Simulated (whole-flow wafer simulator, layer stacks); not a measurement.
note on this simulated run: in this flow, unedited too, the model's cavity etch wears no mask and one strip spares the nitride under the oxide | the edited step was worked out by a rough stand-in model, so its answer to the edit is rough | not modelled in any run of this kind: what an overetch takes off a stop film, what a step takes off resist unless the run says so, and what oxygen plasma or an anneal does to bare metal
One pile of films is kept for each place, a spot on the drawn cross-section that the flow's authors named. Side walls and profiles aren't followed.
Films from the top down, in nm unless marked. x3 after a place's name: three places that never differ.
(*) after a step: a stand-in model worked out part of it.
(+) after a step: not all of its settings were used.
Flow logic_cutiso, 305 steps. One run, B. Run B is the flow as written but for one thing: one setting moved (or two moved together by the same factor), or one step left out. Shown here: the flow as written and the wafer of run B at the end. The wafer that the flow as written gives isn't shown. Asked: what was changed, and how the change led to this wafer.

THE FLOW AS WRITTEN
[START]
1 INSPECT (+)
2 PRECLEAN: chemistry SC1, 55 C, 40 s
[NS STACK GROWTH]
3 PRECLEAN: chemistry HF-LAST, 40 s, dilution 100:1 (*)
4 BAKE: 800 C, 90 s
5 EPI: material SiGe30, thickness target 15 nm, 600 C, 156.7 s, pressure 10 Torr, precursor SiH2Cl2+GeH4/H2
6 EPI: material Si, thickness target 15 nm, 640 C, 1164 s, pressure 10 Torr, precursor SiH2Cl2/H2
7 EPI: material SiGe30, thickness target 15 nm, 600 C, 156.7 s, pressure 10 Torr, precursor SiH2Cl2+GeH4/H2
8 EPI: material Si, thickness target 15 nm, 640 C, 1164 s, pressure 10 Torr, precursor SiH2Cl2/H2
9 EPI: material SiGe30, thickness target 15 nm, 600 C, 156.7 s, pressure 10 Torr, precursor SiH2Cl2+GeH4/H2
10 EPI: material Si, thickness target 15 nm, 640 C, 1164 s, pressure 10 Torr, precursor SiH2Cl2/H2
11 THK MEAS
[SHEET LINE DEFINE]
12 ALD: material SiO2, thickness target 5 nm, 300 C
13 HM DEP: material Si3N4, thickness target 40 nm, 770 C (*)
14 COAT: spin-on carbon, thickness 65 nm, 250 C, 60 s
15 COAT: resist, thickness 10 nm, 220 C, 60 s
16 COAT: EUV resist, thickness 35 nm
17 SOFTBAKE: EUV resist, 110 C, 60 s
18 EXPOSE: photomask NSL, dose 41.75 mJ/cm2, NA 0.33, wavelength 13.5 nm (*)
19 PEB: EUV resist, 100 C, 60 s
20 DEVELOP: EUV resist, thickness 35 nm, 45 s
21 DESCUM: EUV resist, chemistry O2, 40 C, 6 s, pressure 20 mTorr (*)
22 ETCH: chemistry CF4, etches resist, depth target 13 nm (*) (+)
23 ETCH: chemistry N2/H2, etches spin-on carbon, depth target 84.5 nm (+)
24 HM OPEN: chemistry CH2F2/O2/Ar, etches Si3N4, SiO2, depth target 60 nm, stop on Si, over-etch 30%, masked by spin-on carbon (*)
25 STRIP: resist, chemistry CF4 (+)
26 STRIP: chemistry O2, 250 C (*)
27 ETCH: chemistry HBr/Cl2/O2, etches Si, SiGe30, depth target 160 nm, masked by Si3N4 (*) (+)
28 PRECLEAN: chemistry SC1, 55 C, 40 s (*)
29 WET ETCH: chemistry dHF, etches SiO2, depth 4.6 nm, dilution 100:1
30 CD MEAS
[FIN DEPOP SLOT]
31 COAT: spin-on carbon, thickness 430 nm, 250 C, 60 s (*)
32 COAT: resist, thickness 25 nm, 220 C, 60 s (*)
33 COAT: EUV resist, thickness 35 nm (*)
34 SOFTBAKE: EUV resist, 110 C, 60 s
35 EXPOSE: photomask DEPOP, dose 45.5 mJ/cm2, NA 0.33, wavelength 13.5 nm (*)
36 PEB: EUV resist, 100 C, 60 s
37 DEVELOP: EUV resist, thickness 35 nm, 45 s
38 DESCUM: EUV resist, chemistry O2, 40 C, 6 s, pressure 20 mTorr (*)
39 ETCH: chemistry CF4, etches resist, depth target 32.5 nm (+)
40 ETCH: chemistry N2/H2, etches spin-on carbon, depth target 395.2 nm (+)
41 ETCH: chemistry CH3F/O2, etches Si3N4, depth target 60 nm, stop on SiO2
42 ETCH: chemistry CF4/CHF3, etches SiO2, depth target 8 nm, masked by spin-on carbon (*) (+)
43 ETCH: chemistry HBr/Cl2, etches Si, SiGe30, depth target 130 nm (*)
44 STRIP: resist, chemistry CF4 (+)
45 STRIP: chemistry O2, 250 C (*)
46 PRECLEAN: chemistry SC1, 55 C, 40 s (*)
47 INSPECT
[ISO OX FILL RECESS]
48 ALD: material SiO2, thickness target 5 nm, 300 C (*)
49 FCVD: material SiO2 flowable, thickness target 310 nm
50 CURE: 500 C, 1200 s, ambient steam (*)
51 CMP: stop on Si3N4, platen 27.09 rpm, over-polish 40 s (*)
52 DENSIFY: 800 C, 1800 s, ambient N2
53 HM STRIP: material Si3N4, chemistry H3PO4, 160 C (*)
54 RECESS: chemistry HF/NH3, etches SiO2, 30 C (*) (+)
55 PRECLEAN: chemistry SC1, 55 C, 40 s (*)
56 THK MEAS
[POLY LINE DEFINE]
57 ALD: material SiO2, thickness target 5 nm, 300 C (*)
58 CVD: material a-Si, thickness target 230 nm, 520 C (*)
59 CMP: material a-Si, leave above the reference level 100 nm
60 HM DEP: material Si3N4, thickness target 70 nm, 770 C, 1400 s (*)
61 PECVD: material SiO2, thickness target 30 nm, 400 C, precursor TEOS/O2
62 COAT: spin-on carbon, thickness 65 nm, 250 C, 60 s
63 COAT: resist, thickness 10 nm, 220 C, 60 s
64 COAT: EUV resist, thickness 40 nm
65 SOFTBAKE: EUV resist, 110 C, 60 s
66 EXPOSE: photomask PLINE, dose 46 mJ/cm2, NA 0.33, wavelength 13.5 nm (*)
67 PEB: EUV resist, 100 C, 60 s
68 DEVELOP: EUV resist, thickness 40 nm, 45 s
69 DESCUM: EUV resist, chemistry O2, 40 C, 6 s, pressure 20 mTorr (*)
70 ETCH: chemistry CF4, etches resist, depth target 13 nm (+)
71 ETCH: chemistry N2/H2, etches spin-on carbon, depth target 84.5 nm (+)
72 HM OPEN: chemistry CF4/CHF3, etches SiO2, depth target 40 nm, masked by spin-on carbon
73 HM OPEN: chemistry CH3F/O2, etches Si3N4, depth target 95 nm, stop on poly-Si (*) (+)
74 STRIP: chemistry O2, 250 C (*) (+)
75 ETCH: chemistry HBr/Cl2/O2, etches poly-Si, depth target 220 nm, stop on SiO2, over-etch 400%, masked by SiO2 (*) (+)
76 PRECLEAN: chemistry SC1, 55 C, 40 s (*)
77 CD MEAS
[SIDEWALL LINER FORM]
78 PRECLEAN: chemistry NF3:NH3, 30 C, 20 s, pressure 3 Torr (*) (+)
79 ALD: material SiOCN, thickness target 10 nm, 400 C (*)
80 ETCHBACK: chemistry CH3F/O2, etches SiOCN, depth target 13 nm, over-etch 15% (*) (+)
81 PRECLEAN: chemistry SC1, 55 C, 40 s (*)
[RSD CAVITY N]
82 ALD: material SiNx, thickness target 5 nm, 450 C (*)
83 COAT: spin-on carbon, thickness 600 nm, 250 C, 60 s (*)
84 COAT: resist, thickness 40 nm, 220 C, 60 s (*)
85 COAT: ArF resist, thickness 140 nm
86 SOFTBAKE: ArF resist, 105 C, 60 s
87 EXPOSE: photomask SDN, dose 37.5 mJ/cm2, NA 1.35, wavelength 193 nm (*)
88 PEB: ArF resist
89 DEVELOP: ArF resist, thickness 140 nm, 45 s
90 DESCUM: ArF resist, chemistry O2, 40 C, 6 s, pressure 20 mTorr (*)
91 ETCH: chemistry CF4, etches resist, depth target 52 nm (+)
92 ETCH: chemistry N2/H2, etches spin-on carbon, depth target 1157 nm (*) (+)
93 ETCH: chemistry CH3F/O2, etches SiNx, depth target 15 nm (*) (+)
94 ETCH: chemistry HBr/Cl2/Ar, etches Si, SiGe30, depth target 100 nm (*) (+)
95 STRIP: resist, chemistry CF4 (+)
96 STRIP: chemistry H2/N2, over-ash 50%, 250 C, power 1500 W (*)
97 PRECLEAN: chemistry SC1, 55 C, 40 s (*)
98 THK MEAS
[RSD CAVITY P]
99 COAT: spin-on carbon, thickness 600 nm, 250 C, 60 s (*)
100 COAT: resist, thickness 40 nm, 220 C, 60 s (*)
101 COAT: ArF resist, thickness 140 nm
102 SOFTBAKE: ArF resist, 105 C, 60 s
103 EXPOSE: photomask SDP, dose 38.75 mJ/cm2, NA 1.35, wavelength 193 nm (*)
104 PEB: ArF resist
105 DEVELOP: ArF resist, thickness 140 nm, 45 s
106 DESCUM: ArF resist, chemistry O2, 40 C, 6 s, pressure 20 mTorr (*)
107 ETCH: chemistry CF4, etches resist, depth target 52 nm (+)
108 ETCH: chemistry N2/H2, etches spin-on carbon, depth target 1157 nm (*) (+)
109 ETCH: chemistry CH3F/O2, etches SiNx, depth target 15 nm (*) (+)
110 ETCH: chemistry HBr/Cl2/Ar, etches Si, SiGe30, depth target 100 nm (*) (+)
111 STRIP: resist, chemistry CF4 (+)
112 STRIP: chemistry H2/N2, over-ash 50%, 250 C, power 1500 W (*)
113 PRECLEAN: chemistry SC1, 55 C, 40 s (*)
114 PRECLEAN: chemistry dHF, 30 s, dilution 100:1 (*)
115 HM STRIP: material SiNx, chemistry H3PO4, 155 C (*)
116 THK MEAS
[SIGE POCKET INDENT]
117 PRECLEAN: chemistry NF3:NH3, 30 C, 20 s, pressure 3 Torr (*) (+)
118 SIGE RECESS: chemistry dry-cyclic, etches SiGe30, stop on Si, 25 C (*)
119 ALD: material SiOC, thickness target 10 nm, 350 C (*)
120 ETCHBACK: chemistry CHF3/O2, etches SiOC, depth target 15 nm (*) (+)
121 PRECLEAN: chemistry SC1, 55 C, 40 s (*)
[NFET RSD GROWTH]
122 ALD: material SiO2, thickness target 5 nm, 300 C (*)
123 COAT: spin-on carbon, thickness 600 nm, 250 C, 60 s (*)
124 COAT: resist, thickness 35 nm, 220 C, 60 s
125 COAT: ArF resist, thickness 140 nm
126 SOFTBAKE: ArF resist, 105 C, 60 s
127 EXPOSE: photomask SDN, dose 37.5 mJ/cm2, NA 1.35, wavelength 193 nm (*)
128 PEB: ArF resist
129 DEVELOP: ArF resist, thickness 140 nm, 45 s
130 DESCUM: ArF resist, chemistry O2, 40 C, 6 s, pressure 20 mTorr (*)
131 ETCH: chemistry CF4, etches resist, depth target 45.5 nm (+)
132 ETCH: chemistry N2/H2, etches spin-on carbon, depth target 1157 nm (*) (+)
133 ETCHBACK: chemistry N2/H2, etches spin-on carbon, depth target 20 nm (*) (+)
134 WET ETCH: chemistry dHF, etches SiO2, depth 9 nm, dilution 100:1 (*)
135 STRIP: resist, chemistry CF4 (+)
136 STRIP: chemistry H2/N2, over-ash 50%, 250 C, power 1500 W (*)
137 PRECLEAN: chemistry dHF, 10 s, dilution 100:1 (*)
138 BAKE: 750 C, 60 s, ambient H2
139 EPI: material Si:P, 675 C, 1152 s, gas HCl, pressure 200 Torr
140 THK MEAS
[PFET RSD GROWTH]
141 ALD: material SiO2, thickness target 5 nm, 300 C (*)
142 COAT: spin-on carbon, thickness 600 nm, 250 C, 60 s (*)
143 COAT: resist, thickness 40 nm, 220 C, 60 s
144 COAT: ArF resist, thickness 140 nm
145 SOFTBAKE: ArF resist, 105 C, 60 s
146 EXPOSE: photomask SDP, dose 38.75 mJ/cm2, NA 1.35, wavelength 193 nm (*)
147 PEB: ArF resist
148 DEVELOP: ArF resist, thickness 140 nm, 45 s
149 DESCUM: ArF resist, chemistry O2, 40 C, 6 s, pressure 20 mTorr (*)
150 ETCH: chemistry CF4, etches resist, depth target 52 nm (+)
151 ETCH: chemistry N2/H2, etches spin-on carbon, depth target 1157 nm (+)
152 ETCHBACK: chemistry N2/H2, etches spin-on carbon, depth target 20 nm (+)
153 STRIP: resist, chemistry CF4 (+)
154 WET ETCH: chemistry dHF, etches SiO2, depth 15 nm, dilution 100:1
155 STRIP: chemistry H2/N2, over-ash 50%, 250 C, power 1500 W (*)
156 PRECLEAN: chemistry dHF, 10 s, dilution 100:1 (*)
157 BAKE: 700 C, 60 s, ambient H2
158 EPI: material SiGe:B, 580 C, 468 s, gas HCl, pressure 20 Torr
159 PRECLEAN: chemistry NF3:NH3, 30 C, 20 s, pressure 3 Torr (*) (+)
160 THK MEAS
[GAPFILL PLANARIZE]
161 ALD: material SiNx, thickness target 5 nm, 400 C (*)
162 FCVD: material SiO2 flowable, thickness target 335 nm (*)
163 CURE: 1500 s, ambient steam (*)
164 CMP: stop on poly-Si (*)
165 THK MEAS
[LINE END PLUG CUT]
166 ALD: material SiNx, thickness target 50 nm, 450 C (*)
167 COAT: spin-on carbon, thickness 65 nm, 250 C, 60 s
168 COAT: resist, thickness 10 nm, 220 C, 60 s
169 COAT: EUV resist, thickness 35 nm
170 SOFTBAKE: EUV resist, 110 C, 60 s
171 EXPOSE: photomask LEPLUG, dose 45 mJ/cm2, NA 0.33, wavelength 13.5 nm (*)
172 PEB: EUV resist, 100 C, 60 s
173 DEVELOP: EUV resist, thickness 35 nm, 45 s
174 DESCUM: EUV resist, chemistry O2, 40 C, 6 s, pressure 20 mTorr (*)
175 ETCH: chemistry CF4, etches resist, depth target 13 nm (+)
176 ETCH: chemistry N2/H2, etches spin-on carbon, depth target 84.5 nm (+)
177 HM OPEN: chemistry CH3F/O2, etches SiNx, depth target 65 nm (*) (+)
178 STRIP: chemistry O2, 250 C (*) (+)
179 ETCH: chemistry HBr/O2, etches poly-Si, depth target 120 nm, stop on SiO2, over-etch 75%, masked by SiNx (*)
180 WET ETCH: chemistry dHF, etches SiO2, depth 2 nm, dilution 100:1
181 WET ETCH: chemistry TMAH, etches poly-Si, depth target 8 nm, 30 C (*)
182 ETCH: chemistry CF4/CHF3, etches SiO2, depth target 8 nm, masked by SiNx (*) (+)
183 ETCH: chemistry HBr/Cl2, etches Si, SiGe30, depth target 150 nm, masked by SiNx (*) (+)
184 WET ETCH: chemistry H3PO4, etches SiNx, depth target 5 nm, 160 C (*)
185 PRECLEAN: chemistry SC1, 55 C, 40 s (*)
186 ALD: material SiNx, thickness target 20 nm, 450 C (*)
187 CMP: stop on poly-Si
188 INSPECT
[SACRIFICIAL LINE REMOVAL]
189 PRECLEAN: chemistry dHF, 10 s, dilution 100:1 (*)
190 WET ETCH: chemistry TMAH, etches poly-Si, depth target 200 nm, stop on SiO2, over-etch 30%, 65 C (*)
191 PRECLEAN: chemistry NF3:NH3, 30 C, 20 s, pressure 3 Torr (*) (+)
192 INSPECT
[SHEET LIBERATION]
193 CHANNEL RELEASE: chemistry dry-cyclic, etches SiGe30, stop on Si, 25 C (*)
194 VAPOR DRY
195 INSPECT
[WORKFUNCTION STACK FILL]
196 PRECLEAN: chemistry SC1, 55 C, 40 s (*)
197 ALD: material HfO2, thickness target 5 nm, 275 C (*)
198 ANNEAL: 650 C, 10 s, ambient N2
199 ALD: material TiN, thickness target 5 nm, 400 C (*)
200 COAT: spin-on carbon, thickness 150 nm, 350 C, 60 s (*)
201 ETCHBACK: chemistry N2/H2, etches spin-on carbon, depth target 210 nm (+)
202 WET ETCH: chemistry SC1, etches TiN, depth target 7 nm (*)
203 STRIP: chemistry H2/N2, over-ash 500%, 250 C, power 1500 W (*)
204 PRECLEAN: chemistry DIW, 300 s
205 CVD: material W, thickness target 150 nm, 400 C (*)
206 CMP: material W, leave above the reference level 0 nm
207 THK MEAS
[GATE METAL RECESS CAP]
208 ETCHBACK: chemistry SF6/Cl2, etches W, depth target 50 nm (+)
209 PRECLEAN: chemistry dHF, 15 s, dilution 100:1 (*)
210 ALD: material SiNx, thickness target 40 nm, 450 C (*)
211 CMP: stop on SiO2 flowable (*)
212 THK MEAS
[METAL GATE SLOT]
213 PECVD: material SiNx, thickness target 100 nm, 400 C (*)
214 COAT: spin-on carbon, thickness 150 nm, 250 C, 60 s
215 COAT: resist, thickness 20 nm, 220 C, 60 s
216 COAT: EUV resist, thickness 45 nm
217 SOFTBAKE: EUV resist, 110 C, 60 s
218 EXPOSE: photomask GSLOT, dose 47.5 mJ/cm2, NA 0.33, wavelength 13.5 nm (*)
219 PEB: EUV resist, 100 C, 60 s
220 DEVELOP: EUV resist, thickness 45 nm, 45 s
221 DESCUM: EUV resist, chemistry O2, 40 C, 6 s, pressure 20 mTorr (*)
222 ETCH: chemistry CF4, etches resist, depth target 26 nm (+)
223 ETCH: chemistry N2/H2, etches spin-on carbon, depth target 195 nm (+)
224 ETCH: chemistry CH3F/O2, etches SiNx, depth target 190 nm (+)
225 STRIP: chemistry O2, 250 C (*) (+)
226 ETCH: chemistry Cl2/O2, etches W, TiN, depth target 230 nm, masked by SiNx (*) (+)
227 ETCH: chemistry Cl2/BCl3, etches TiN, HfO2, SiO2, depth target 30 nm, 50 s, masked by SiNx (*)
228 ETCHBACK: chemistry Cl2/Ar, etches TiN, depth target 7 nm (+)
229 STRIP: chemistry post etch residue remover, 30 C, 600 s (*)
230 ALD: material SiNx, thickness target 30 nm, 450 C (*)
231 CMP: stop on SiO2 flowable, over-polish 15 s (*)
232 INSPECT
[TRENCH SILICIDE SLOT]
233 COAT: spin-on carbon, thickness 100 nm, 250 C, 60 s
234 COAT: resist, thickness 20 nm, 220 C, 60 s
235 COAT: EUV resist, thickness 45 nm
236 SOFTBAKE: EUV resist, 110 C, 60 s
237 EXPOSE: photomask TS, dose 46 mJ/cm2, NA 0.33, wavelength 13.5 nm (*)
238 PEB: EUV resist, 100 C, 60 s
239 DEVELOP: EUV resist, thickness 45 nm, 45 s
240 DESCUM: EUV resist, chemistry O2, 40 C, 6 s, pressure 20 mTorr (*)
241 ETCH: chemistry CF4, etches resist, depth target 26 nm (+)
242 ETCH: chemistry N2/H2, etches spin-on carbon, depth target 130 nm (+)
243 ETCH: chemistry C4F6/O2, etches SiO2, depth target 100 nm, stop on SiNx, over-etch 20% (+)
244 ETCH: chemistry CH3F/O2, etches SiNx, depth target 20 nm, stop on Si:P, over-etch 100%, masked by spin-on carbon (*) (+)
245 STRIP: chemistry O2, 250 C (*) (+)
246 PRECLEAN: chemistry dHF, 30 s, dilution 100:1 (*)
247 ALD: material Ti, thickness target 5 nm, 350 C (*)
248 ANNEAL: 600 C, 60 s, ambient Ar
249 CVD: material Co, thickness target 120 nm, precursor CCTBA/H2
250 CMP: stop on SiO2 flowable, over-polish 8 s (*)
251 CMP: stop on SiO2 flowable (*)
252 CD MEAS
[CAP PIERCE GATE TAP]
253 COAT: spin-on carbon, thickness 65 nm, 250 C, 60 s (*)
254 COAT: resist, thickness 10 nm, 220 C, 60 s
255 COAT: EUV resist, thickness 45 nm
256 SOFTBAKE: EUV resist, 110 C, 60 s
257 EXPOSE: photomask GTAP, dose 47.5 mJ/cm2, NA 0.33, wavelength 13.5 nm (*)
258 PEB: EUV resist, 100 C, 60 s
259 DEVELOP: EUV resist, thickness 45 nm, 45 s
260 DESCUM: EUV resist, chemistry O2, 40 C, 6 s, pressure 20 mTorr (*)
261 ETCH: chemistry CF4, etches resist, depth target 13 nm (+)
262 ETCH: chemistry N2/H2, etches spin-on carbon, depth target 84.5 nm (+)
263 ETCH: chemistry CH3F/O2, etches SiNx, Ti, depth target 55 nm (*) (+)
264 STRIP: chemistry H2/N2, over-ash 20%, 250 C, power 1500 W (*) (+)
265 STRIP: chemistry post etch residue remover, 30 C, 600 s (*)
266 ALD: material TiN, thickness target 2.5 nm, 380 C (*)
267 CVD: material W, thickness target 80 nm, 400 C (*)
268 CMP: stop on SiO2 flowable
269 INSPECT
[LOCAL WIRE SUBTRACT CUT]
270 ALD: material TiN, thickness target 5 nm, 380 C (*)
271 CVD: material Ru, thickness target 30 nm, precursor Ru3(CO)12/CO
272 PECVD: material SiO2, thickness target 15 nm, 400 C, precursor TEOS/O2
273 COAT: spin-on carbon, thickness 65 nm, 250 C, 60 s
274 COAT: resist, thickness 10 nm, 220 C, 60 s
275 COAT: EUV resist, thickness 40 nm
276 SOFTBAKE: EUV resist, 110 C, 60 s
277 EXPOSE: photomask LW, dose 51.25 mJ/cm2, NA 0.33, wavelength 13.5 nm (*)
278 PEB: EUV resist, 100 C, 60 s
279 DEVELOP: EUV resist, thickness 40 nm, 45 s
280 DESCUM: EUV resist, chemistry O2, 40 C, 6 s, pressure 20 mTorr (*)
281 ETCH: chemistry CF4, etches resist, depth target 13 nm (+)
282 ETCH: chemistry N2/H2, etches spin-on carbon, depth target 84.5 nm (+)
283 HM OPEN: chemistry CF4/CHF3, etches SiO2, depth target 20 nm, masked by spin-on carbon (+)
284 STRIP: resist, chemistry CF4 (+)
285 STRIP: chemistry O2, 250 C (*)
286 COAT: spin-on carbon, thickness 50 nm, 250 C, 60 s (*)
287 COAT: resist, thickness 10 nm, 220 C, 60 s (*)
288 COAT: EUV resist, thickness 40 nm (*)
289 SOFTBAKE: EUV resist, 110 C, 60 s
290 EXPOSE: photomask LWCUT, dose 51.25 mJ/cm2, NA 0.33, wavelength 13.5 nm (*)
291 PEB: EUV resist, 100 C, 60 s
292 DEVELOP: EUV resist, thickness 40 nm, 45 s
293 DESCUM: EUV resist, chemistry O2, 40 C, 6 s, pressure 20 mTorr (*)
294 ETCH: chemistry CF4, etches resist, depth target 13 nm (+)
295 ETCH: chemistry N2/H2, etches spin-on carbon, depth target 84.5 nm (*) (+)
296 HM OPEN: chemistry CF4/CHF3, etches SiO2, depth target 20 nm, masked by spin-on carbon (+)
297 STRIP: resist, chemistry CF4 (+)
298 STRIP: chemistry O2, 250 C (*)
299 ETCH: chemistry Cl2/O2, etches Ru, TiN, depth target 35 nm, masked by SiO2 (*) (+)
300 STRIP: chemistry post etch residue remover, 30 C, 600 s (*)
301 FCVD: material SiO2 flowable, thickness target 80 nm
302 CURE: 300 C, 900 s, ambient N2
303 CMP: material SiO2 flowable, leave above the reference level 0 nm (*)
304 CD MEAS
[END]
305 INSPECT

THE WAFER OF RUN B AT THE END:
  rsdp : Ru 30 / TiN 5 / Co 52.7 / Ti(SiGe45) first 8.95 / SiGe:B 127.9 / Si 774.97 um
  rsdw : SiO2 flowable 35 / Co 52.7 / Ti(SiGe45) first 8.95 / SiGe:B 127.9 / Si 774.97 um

The cause: step 110, ETCH: depth target 117.5 nm was run, where the flow has depth target 100 nm.

How the change led to this, step by step:
  110 ETCH: chemistry HBr/Cl2/Ar, etches Si, SiGe30, depth target 100 nm (*) (+)
      rsdp, rsdw: chemical SiO2 -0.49 (all of it), Si -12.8 (all of it), SiGe30 -15 (all of it), Si -15 (all of it), SiGe30 -15 (all of it), Si -15 (all of it), SiGe30 -15 (all of it), Si -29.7 (as written it would be: chemical SiO2 -0.49 (all of it), Si -12.8 (all of it), SiGe30 -15 (all of it), Si -15 (all of it), SiGe30 -15 (all of it), Si -15 (all of it), SiGe30 -15 (all of it), Si -12.2)
  153 STRIP: resist, chemistry CF4 (+)
      depop, dpovl, gfld and 13 more: resist -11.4 (all of it) (as written it would be: resist -12 (all of it))
  158 EPI: material SiGe:B, 580 C, 468 s, gas HCl, pressure 20 Torr
      rsdp, rsdw: SiGe:B +134.3 (new film) (as written it would be: SiGe:B +116.8 (new film))
